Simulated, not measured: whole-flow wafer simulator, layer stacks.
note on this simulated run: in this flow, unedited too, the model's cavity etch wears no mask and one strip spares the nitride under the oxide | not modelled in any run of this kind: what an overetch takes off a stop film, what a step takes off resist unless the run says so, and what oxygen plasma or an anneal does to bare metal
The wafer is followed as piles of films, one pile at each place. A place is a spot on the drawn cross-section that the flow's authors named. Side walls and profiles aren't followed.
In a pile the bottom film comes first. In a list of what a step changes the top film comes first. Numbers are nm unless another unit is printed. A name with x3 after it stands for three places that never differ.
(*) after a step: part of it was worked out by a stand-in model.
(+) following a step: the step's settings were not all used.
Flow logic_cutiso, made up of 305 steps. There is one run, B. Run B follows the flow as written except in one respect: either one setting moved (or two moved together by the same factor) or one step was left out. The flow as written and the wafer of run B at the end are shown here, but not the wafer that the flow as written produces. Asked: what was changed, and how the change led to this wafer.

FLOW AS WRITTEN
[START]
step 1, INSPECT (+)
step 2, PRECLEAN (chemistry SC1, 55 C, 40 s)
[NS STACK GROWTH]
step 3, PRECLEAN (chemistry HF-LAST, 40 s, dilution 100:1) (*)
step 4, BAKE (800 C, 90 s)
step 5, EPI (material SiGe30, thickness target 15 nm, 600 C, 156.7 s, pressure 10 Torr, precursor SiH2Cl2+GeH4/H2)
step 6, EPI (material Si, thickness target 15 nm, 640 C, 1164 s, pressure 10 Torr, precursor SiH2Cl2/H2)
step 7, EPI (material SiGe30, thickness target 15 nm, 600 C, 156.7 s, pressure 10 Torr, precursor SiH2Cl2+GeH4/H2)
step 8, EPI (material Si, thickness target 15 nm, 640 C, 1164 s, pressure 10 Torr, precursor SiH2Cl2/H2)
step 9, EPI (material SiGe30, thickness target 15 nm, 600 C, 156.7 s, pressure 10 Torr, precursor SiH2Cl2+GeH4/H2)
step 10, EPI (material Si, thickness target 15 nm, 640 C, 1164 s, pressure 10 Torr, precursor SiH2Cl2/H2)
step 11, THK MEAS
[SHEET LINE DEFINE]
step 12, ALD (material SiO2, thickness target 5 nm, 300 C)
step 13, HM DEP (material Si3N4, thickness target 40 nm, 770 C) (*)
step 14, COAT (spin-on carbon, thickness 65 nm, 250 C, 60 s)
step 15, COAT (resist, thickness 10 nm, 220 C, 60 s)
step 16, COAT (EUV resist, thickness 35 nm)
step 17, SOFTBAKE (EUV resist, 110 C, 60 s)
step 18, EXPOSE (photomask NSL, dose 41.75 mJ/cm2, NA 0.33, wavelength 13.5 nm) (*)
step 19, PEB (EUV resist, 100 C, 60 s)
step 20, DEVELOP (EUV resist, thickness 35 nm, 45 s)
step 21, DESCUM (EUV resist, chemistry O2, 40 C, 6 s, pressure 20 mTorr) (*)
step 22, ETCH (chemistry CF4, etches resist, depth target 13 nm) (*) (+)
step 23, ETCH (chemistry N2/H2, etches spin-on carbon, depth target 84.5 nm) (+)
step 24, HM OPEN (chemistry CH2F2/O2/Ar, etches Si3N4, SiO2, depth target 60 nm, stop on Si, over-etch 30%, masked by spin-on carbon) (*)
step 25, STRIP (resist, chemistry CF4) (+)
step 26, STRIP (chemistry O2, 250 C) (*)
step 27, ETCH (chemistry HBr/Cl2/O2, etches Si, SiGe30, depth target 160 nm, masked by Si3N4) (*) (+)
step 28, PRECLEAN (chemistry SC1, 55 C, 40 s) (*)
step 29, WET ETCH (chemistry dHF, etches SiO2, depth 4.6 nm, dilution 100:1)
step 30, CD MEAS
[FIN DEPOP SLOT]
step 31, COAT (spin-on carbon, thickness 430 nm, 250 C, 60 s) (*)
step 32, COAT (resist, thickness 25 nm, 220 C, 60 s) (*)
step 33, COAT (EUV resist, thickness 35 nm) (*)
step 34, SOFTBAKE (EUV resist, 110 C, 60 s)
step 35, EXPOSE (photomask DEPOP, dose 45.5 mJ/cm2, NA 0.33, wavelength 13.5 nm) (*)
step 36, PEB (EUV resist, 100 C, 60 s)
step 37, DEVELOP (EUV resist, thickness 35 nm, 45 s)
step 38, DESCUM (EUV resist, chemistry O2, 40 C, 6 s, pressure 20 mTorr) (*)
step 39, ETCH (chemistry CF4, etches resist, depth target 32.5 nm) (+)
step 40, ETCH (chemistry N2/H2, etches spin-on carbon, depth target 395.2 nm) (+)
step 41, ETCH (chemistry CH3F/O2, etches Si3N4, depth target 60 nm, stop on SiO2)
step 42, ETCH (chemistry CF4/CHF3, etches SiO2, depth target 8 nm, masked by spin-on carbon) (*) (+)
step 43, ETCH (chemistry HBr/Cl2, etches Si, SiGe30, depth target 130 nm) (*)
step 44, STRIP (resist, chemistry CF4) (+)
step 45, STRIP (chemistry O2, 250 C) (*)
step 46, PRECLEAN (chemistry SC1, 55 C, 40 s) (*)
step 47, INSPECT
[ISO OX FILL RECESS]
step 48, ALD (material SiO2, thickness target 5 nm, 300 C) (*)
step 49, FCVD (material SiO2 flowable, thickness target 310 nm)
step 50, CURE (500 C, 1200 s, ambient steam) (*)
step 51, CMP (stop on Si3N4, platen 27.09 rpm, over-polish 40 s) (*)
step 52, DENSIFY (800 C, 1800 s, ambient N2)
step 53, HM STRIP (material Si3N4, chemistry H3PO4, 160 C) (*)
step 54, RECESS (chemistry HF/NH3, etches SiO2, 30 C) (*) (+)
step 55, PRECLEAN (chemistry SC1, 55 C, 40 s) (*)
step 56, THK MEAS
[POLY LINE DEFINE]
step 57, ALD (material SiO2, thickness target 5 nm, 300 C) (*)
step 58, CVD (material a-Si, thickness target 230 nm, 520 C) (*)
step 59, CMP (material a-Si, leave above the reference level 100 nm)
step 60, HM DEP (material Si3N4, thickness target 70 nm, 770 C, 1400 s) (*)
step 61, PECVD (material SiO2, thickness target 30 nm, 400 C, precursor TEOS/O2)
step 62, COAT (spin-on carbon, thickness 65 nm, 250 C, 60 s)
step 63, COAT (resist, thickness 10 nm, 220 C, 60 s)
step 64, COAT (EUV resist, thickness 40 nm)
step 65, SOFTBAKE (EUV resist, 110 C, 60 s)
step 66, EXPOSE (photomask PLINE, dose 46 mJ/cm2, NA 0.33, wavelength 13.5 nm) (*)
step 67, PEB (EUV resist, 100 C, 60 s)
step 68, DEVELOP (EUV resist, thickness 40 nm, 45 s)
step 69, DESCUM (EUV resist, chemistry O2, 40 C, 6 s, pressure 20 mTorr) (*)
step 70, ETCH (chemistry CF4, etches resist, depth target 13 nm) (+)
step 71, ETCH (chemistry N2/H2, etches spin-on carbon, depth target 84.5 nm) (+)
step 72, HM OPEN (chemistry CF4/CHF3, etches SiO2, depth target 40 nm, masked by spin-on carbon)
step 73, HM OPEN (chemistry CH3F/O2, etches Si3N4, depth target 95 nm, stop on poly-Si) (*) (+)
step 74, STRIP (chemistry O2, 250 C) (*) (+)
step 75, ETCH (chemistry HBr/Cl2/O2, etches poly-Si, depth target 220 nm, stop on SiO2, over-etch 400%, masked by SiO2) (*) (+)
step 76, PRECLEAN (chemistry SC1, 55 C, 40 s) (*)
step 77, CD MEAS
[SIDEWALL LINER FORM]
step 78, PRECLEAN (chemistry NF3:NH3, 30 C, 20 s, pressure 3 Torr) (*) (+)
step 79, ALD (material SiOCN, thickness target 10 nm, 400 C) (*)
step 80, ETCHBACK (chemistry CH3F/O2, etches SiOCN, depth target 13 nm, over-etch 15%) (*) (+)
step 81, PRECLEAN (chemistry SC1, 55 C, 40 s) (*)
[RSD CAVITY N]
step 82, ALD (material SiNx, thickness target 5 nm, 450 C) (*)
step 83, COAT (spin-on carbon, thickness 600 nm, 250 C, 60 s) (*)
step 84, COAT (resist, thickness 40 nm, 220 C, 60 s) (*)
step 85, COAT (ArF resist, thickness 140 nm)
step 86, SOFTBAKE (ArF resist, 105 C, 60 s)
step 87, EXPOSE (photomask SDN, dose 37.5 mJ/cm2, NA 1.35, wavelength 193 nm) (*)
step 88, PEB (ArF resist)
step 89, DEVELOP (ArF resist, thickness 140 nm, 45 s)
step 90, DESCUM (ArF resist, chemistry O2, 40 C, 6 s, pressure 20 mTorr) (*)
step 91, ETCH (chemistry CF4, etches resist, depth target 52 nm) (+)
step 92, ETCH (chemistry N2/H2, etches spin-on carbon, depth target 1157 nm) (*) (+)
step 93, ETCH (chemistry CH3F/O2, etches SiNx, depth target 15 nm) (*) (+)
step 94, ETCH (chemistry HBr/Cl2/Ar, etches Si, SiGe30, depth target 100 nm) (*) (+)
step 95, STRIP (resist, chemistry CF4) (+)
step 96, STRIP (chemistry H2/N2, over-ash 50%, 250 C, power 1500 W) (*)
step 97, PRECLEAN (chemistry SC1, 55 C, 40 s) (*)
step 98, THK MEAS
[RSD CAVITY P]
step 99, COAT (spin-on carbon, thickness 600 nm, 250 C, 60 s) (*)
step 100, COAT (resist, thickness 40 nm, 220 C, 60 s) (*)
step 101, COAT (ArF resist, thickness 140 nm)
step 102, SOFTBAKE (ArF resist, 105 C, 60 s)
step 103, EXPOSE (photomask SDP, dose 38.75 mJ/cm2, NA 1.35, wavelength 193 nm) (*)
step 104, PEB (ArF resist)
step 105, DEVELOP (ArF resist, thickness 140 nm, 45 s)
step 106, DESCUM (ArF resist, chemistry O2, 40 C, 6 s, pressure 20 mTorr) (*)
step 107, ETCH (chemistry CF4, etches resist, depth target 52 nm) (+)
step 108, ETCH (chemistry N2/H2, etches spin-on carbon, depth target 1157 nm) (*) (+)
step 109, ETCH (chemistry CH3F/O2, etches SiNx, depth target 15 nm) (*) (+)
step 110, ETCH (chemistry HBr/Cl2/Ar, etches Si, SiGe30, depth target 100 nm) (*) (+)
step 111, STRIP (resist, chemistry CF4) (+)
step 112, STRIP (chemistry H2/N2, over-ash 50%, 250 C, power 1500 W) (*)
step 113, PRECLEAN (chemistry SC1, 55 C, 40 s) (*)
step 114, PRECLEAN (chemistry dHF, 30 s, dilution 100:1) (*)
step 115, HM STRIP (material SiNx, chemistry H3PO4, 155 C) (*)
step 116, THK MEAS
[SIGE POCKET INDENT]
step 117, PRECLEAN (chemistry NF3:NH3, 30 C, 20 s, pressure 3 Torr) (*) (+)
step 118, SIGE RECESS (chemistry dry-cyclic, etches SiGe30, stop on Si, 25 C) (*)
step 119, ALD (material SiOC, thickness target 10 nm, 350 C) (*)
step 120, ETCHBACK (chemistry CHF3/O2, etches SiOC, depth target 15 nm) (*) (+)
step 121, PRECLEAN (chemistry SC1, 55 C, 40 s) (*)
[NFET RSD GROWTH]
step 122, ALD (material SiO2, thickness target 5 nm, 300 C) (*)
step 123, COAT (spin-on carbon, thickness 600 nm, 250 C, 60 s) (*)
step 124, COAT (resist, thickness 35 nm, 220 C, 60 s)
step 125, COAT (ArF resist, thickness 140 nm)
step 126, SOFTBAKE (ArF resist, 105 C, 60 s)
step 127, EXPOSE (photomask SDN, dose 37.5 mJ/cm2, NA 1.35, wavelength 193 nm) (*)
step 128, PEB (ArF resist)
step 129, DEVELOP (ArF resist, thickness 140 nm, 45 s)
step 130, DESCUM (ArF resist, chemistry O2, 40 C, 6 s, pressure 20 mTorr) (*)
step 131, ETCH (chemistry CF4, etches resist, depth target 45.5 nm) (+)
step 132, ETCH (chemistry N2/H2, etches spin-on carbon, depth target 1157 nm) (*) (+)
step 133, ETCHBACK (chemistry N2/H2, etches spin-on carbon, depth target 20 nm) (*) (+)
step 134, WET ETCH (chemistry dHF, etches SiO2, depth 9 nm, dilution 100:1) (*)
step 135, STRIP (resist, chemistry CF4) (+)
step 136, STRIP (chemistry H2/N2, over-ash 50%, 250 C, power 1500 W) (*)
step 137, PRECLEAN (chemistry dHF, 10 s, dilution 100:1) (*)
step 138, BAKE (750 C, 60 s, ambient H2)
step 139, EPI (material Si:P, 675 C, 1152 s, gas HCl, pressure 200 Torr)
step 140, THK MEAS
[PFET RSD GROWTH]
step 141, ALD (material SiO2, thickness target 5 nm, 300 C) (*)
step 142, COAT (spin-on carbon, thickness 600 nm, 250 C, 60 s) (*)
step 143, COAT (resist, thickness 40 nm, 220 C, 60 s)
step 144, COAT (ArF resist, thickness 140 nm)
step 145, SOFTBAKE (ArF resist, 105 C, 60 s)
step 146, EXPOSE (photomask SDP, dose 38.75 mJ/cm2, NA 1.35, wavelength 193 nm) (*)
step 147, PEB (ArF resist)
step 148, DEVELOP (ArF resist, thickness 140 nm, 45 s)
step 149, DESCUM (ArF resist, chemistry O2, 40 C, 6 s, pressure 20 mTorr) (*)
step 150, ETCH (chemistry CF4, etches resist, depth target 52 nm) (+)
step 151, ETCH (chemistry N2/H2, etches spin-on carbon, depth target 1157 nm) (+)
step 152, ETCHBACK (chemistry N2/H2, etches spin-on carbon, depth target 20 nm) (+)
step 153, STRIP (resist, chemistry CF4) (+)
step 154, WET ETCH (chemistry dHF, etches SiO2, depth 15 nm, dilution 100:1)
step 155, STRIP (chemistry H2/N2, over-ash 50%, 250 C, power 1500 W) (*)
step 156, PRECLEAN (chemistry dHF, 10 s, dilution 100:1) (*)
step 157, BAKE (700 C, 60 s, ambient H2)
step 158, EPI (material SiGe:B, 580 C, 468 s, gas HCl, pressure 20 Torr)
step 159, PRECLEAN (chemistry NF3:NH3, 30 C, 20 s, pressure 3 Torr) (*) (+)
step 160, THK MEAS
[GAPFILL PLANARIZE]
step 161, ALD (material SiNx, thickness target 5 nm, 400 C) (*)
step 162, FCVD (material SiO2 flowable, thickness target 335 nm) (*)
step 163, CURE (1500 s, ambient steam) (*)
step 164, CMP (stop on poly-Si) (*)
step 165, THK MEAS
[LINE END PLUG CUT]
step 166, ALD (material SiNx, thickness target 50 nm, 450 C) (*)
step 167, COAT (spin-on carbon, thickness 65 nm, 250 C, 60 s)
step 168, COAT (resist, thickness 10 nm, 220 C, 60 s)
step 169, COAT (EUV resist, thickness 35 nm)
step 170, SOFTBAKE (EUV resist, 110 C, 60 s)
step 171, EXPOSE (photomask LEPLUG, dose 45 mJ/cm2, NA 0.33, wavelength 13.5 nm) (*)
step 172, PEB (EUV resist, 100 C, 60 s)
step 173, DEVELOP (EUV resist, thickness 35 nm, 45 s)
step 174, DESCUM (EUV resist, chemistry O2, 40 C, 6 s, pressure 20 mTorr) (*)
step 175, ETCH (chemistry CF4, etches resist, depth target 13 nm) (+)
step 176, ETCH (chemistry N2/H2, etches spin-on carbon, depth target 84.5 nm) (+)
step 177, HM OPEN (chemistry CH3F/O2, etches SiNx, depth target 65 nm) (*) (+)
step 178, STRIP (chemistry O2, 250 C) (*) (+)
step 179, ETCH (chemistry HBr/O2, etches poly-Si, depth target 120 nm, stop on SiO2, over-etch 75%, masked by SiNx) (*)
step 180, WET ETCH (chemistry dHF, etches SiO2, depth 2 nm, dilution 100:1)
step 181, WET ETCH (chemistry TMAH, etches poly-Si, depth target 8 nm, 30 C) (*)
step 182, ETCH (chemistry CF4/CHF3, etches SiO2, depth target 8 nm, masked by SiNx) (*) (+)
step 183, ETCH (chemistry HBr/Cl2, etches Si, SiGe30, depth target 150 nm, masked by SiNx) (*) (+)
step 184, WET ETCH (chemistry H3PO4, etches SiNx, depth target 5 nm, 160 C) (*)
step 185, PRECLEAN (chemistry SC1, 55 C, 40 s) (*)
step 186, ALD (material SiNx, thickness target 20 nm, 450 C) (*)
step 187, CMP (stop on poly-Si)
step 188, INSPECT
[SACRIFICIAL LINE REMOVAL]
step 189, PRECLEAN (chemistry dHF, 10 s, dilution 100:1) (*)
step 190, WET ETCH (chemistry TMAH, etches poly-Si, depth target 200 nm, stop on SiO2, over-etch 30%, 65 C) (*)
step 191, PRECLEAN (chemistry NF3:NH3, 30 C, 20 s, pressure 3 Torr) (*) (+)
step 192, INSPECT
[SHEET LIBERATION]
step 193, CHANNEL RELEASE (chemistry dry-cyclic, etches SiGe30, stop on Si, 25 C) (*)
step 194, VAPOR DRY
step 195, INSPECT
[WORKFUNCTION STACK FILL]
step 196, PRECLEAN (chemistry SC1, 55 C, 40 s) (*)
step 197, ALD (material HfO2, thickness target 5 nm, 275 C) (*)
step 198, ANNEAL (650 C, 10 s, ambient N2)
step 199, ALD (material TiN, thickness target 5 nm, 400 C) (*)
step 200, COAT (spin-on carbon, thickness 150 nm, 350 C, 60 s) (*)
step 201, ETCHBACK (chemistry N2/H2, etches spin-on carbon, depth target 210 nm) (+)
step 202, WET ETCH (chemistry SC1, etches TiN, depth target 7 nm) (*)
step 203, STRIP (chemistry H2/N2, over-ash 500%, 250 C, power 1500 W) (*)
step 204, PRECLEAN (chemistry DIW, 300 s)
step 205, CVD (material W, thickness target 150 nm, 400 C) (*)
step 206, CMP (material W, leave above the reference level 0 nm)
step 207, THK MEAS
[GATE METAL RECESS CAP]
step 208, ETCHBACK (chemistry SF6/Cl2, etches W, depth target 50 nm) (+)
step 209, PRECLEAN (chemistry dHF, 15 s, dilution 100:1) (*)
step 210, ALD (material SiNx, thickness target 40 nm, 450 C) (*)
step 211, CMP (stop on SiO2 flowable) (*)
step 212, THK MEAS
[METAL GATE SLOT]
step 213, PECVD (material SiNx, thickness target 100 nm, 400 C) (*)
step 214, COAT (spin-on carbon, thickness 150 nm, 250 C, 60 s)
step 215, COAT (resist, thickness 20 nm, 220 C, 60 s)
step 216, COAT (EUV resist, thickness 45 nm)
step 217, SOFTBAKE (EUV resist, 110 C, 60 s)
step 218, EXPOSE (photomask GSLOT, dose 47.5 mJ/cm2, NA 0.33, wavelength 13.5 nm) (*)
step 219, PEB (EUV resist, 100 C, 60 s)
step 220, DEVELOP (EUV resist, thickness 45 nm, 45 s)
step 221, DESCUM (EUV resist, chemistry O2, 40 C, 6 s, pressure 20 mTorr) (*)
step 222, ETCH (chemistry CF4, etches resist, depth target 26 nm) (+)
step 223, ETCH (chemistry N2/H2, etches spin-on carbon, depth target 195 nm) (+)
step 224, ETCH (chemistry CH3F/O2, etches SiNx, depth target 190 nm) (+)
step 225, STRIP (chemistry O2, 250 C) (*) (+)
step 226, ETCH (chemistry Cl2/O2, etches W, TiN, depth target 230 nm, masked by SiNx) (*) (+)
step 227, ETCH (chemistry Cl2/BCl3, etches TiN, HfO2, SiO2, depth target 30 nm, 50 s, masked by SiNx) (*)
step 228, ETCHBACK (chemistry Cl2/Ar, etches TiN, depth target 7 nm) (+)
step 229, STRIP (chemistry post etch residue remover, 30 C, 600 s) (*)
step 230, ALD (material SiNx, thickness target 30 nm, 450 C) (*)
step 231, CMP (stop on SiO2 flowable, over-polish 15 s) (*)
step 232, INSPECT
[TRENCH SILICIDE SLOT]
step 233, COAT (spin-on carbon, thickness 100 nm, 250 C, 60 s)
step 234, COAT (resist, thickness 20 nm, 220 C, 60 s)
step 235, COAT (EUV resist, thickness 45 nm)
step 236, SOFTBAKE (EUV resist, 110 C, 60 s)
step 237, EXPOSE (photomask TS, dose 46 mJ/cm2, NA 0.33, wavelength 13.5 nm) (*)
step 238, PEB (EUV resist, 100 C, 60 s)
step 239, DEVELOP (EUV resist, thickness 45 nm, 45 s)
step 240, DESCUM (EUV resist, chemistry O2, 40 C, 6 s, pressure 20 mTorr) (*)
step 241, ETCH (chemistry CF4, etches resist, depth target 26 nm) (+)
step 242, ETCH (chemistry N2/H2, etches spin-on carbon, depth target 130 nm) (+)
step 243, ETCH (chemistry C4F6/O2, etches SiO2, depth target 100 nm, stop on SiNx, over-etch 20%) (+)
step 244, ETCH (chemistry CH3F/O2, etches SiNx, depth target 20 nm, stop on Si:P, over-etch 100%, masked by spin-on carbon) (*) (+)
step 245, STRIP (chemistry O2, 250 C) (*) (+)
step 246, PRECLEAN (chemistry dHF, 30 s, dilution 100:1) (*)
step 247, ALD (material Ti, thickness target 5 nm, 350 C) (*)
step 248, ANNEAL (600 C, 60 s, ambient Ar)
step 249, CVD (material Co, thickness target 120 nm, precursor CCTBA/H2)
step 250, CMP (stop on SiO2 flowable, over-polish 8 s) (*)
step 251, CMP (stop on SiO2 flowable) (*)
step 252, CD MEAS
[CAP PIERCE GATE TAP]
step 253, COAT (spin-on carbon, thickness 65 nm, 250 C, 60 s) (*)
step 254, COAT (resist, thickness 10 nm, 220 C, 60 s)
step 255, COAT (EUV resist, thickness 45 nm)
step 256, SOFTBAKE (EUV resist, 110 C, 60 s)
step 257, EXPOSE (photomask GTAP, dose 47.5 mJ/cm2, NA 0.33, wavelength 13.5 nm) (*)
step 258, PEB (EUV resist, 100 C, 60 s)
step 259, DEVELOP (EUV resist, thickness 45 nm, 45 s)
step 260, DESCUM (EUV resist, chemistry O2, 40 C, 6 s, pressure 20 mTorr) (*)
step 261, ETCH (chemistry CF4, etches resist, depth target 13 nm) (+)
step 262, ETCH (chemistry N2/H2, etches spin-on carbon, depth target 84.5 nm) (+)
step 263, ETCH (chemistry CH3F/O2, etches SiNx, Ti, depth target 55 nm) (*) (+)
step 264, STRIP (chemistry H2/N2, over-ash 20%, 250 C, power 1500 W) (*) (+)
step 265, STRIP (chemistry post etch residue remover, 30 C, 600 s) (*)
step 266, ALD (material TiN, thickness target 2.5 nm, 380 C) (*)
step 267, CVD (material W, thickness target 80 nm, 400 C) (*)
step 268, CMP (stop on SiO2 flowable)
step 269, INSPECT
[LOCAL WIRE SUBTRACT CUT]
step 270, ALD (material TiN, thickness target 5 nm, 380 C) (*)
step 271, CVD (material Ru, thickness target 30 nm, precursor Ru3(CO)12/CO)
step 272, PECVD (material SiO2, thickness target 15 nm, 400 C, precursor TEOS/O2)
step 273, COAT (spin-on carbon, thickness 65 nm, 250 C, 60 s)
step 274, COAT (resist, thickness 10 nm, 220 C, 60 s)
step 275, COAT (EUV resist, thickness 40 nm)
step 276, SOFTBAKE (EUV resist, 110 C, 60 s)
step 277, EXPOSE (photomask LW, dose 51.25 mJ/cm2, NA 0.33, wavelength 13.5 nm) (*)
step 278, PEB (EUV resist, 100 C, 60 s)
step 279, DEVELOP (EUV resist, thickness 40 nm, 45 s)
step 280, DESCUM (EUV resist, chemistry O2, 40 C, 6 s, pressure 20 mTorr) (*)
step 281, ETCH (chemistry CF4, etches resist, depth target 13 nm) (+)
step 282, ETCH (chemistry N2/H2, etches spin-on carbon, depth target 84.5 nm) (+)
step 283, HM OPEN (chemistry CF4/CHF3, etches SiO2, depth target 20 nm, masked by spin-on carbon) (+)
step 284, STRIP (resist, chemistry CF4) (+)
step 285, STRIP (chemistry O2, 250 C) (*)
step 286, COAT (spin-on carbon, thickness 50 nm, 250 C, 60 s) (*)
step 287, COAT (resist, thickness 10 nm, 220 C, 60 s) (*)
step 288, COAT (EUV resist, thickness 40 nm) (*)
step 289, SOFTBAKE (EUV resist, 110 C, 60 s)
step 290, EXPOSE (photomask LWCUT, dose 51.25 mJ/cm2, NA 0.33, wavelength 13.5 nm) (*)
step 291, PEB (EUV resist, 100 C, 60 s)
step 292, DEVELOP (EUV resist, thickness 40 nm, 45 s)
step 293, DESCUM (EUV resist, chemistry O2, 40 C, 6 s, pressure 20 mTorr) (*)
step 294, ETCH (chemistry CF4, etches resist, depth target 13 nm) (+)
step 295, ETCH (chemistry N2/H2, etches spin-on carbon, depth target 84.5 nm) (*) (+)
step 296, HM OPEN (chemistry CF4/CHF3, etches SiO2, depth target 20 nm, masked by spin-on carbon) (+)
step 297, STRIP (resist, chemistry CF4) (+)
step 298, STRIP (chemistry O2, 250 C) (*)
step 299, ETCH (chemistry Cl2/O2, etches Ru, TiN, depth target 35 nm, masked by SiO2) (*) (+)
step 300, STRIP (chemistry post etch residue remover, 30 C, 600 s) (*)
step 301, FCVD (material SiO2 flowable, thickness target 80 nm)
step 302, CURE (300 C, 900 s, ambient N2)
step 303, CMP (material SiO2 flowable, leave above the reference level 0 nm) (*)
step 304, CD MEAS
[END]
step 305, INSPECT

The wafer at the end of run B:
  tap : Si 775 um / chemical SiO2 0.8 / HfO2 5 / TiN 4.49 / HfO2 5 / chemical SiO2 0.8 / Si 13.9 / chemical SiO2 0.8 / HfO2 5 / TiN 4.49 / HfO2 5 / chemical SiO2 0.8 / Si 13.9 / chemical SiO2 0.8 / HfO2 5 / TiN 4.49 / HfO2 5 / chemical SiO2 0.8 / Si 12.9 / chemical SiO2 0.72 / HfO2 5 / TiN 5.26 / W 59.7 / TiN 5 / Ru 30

The reason: step 266, ALD: material TiN, thickness target 2.5 nm, 380 C (*), was skipped.

How this came from the change, step by step:
  step 267, CVD (material W, thickness target 80 nm, 400 C) (*)
      tap: W gains 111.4 (in the flow as written it would be: W gains 111.4 (new film))
  step 268, CMP (stop on SiO2 flowable)
      depop, dpovl, gfld and 9 more: W loses 80.2 (all of it), SiNx loses 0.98 (in the flow as written it would be: W loses 80.2 (all of it), TiN loses 2.5 (all of it), SiNx loses 0.98)
      lnr, lnri, lnrp, lnrt: W loses 80 (all of it), SiOCN loses 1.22 (in the flow as written it would be: W loses 80 (all of it), TiN loses 2.5 (all of it), SiOCN loses 1.22)
      (as well as at 6 more places)
